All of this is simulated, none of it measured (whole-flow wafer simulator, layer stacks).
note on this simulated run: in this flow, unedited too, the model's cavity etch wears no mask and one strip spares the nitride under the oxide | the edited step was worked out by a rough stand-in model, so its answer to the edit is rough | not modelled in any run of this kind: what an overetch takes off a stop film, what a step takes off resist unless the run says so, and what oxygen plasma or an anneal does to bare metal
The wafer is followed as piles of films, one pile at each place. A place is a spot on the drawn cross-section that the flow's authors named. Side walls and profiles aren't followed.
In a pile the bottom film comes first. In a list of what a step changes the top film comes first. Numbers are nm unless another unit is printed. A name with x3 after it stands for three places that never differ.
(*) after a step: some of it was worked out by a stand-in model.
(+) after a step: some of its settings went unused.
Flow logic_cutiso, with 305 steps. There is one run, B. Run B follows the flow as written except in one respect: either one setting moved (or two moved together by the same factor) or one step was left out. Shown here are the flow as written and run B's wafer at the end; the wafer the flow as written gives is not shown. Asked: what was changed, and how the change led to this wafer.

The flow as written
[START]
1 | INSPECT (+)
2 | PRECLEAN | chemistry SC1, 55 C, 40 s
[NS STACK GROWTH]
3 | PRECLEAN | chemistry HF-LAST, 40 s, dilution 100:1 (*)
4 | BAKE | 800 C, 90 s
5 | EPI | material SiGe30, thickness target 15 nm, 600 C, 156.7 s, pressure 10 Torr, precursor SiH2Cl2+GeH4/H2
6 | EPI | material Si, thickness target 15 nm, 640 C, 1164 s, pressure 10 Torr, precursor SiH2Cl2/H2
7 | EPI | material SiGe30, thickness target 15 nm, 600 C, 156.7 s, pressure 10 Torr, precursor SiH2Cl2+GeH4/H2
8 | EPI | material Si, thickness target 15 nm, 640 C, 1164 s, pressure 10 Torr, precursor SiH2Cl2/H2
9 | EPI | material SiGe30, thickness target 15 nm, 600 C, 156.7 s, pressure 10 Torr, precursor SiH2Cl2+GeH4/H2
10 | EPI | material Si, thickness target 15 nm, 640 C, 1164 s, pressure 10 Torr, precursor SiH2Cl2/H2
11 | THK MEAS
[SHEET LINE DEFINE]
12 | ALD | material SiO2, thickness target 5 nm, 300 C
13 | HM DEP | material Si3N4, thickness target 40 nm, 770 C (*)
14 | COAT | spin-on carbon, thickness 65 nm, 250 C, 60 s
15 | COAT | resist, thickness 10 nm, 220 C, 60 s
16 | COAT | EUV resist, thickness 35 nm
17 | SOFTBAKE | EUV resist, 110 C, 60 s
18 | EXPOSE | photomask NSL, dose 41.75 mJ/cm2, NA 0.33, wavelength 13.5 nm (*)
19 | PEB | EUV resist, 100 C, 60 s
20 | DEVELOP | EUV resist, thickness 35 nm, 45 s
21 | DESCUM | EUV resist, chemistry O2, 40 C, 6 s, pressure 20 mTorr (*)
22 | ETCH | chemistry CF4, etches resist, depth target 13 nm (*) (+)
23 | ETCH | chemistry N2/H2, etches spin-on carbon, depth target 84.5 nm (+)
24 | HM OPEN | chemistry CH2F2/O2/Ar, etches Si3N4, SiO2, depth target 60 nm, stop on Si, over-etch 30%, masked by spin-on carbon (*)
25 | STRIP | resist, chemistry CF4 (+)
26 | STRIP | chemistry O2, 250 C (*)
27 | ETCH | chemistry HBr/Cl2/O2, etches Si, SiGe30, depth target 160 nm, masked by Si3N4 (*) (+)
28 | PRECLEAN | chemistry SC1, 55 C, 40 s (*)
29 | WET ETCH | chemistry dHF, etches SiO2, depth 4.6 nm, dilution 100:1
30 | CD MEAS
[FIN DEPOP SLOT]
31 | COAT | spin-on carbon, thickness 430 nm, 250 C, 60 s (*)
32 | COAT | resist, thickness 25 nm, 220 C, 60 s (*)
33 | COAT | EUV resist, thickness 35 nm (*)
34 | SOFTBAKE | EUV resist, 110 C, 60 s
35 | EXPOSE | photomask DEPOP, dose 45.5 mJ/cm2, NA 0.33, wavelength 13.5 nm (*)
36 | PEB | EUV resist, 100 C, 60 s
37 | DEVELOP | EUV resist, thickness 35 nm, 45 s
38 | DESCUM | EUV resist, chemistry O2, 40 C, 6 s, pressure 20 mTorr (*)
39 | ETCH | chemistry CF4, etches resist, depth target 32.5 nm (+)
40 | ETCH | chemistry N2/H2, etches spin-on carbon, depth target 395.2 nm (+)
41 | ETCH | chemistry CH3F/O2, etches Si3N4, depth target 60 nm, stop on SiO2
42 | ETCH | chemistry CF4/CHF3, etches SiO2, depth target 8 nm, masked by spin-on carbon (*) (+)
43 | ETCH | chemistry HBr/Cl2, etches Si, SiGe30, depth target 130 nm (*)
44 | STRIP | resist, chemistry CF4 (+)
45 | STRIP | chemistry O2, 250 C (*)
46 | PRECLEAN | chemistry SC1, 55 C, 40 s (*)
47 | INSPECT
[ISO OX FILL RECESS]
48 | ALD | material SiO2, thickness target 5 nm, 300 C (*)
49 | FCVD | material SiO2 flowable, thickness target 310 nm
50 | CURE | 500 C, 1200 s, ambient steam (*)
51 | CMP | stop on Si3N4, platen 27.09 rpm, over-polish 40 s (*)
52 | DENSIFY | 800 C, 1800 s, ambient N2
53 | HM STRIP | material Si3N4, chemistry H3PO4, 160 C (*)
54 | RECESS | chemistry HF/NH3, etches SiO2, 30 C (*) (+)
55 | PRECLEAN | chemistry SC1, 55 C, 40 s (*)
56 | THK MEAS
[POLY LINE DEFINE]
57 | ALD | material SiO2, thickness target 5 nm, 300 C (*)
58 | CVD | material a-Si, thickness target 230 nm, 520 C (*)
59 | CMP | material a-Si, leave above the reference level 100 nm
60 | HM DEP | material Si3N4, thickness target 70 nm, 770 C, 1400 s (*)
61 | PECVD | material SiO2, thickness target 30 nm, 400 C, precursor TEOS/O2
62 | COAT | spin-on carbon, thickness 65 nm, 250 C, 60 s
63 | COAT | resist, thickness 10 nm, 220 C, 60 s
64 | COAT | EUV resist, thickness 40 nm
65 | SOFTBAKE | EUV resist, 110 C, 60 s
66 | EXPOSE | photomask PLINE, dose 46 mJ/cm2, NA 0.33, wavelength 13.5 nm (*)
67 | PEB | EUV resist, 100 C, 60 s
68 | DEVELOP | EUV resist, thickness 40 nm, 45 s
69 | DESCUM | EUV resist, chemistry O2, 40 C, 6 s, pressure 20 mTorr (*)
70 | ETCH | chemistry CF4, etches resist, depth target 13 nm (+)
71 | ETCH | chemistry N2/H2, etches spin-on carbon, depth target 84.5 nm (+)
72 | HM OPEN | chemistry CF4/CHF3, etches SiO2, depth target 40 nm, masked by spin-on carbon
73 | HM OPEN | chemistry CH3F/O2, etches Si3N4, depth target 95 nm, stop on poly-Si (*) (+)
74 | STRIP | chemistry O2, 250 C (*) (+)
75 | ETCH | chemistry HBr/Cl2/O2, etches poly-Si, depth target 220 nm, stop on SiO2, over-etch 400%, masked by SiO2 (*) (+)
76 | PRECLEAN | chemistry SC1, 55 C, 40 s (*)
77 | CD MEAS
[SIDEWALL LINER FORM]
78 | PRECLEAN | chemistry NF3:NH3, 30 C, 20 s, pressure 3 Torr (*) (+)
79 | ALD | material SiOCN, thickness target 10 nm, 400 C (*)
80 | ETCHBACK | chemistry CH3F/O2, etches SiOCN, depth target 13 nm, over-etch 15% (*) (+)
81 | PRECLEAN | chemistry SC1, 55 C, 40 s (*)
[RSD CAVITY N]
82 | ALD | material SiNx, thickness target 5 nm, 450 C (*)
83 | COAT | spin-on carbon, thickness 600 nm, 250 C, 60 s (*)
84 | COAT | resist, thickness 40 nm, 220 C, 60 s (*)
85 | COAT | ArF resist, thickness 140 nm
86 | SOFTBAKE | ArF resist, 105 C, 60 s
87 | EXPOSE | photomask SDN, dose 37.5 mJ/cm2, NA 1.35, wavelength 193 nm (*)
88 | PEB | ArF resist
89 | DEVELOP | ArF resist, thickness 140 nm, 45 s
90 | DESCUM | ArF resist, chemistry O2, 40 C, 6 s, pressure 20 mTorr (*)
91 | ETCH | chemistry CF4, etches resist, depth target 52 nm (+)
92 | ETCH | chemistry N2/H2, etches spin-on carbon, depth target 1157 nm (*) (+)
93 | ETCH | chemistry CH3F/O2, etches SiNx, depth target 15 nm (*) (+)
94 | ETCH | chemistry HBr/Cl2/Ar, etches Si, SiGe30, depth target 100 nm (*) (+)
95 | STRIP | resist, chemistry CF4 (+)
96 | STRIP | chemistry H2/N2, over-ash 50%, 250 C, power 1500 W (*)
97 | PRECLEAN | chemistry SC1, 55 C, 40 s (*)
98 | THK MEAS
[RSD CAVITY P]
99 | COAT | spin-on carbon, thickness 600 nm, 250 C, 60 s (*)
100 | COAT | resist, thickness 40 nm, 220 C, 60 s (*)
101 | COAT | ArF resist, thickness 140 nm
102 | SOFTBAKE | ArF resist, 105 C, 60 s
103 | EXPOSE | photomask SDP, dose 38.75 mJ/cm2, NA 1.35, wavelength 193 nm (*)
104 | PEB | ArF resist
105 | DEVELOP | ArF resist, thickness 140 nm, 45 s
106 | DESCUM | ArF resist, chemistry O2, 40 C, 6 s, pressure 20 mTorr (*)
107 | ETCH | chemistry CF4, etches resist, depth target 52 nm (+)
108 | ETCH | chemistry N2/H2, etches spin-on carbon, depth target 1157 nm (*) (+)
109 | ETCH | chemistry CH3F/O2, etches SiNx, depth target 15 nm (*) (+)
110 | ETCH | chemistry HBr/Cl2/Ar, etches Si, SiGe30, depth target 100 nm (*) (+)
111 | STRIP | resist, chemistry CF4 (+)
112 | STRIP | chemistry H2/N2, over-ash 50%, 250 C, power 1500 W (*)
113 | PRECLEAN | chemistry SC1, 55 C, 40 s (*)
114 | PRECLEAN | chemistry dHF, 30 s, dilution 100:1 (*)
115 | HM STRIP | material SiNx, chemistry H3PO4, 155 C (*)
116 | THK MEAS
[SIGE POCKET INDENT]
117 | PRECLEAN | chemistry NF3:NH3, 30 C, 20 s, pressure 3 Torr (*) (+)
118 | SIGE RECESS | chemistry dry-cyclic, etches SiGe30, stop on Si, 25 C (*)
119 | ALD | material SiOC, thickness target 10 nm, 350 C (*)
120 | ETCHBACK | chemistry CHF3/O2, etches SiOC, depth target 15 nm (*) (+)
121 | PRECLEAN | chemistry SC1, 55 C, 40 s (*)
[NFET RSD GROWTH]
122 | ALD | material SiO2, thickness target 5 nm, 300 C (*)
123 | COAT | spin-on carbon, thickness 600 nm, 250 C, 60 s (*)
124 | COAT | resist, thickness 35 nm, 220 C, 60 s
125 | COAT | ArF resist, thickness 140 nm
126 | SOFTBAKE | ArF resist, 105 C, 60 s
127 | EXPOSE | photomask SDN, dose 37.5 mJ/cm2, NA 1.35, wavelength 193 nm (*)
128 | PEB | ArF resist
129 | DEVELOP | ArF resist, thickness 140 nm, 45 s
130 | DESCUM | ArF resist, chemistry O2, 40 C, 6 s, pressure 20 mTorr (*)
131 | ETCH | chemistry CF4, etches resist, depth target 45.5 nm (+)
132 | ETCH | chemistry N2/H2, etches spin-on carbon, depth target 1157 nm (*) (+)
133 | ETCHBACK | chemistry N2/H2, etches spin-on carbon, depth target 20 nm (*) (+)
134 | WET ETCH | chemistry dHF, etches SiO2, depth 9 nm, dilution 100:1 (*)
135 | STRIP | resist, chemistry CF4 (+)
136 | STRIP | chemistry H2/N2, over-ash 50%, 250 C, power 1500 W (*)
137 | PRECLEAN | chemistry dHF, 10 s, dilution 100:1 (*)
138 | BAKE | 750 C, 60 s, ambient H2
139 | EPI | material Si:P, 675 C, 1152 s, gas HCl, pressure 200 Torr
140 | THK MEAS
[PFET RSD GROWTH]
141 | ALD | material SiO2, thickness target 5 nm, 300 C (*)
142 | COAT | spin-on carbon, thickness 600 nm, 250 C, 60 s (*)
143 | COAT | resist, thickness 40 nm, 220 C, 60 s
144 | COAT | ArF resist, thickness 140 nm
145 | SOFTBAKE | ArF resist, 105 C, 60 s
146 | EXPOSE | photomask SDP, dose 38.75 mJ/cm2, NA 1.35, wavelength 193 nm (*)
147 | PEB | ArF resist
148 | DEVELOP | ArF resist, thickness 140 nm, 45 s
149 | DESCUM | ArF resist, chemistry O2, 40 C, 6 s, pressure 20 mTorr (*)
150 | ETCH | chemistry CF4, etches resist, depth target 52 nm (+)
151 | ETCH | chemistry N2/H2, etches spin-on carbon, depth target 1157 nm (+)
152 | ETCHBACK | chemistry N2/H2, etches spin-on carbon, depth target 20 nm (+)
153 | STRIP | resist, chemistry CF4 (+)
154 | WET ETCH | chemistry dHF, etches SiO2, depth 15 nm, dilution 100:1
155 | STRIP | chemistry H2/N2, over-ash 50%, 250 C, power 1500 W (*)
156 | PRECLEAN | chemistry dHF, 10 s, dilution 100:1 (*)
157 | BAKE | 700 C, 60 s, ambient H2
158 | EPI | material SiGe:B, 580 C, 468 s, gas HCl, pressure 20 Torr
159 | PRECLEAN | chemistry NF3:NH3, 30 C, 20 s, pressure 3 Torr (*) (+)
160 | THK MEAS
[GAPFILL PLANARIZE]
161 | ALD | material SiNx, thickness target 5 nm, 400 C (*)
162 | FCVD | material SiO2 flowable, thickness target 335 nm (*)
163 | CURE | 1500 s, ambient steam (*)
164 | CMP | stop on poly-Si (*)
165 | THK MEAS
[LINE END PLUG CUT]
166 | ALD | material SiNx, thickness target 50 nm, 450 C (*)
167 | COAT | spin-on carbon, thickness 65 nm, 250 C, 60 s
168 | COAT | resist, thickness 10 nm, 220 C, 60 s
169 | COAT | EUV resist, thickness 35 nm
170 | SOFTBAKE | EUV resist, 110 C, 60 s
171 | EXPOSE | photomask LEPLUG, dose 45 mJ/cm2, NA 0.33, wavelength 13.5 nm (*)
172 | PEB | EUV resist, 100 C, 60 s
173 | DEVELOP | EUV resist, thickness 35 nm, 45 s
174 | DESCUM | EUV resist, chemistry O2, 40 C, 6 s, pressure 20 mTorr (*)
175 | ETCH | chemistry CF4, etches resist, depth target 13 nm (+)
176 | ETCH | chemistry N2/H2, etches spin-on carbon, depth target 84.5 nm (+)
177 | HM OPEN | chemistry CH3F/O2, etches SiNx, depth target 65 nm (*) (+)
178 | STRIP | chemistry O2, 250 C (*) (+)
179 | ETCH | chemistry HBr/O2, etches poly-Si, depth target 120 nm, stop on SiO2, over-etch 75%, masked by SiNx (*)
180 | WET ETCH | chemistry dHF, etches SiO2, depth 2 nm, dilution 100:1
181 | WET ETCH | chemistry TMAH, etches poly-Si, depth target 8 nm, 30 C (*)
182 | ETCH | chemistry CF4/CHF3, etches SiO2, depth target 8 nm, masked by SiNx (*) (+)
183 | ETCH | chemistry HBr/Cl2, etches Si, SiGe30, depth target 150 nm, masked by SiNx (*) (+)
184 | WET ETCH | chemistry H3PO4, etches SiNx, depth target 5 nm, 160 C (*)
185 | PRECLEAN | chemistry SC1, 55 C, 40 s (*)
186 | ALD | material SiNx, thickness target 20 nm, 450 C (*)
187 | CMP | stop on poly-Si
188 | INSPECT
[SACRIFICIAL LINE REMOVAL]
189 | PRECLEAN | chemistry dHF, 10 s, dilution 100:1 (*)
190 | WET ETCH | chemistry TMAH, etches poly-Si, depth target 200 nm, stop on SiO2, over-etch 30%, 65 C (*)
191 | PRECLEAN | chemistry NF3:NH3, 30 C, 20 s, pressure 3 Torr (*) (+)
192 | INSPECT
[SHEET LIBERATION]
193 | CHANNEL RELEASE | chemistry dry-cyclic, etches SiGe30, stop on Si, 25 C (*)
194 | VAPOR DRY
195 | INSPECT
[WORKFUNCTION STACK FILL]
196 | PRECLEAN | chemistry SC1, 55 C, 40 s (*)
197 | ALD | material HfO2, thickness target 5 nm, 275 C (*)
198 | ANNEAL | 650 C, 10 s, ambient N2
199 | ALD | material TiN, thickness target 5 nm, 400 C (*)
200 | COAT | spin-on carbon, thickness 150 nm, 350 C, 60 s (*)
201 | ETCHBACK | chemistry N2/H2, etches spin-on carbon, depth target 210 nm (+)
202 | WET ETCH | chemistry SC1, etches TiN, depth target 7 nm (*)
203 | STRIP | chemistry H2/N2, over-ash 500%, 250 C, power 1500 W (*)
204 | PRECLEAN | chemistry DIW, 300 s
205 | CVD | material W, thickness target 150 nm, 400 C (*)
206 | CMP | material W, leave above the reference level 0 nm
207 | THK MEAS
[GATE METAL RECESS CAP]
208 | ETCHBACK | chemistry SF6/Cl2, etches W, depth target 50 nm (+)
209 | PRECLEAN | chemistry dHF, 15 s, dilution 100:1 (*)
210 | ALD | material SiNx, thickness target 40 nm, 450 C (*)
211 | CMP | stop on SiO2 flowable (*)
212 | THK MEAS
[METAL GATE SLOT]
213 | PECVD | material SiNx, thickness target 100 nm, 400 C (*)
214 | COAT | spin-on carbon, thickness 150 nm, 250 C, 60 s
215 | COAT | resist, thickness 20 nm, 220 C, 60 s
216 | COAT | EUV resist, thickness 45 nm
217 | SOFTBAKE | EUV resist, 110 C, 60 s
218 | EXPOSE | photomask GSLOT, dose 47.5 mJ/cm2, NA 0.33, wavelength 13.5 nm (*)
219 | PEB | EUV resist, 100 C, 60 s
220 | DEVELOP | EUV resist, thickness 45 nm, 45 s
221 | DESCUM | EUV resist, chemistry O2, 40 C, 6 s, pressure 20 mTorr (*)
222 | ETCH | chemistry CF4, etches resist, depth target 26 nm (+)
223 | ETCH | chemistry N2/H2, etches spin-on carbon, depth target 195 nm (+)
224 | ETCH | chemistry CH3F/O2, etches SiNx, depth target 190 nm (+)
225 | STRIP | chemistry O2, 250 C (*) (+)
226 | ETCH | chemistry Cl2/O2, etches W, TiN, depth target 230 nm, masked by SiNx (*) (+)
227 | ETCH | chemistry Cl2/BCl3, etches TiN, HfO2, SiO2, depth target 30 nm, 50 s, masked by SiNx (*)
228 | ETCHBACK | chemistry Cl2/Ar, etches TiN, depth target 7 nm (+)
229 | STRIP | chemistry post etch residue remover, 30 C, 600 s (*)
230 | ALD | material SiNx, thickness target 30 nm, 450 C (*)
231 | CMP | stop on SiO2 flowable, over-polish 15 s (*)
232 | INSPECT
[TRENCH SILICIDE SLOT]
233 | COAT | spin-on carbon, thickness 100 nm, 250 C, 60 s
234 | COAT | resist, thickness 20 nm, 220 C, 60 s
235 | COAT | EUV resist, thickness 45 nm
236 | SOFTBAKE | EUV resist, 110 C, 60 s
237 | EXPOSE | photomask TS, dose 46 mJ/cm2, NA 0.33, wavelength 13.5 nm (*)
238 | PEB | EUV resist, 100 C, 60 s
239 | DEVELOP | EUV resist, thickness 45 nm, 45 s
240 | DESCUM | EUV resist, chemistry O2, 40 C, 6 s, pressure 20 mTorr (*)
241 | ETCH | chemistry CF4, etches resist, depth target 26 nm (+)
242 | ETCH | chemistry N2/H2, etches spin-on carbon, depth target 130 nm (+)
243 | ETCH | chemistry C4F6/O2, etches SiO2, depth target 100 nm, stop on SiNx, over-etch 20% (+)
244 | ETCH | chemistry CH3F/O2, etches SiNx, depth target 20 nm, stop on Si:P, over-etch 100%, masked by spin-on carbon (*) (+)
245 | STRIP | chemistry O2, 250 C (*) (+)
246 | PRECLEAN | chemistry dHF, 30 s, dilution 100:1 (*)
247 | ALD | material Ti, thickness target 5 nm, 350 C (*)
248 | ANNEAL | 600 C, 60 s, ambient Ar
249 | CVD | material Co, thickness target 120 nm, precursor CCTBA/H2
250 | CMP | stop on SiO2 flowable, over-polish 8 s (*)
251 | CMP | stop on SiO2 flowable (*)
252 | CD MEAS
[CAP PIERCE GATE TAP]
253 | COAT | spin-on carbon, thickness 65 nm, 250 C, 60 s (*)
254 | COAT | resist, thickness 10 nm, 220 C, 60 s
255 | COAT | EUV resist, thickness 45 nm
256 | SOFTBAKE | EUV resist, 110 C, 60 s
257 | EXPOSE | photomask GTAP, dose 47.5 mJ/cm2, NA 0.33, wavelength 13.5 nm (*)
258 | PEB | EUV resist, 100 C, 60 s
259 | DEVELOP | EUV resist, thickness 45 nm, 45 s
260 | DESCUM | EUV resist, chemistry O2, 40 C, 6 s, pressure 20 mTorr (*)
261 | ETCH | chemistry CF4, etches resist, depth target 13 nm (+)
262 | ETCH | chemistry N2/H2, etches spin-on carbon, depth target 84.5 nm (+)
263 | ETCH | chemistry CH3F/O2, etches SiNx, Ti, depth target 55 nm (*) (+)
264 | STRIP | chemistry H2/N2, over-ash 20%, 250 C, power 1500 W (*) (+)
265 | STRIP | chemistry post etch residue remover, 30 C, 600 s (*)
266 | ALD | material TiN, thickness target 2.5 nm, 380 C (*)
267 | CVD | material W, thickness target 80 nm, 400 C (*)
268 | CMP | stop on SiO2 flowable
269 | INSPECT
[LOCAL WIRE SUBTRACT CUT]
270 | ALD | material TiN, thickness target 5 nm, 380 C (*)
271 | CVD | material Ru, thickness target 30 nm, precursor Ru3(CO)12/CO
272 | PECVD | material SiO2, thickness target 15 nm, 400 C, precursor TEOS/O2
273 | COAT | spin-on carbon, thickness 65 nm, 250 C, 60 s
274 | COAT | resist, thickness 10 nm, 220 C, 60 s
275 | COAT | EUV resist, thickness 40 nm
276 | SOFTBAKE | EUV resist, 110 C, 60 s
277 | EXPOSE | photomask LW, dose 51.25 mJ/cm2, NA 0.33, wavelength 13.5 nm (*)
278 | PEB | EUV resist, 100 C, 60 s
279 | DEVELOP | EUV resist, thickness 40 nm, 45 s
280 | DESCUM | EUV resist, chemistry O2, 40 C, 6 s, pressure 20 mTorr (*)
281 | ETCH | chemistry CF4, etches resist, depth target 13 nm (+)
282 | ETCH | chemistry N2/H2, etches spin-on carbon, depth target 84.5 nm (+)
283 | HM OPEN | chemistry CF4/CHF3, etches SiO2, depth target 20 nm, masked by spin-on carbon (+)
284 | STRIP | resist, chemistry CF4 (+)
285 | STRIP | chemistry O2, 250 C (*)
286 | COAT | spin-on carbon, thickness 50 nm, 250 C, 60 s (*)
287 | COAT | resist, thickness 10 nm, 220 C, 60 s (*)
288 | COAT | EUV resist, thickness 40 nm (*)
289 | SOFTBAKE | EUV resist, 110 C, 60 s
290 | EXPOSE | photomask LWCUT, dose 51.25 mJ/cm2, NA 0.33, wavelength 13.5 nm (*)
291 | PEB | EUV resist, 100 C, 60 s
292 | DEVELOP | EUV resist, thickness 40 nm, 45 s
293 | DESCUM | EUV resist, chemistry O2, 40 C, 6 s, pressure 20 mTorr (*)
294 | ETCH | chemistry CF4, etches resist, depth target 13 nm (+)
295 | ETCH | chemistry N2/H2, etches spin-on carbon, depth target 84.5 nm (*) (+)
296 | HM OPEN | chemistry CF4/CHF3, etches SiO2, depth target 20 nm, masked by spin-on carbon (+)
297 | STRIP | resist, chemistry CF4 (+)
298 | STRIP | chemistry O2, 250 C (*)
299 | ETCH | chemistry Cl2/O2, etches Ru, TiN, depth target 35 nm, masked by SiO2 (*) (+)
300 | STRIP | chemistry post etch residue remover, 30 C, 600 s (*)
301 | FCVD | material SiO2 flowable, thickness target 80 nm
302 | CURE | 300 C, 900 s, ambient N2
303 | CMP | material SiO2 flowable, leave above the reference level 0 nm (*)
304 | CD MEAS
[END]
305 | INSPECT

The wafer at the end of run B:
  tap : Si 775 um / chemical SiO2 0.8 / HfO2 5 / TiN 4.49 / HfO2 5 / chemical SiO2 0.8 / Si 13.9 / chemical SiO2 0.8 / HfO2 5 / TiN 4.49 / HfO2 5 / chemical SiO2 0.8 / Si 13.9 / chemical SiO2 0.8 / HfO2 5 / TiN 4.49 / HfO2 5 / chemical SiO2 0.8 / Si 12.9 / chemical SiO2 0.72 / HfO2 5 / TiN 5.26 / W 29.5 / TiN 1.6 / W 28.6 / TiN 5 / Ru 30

What caused this: step 266, ALD: thickness target 1.6 nm was run, while the flow as written has thickness target 2.5 nm.
The wafer lets one read it off: tap has TiN 1.6, and step 266 as written asks for 2.5 nm.

Step by step, how the change led to this:
  266 | ALD | material TiN, thickness target 2.5 nm, 380 C (*)
      depop, dpovl, gfld and 19 more: TiN gains 1.6 (new film) (it would be, as written: TiN gains 2.5 (new film))
  268 | CMP | stop on SiO2 flowable
      depop, dpovl, gfld and 9 more: W loses 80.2 (all of it), TiN loses 1.6 (all of it), SiNx loses 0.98 (it would be, as written: W loses 80.2 (all of it), TiN loses 2.5 (all of it), SiNx loses 0.98)
      lnr, lnri, lnrp, lnrt: W loses 80 (all of it), TiN loses 1.6 (all of it), SiOCN loses 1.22 (it would be, as written: W loses 80 (all of it), TiN loses 2.5 (all of it), SiOCN loses 1.22)
      (as well as at 5 more places)
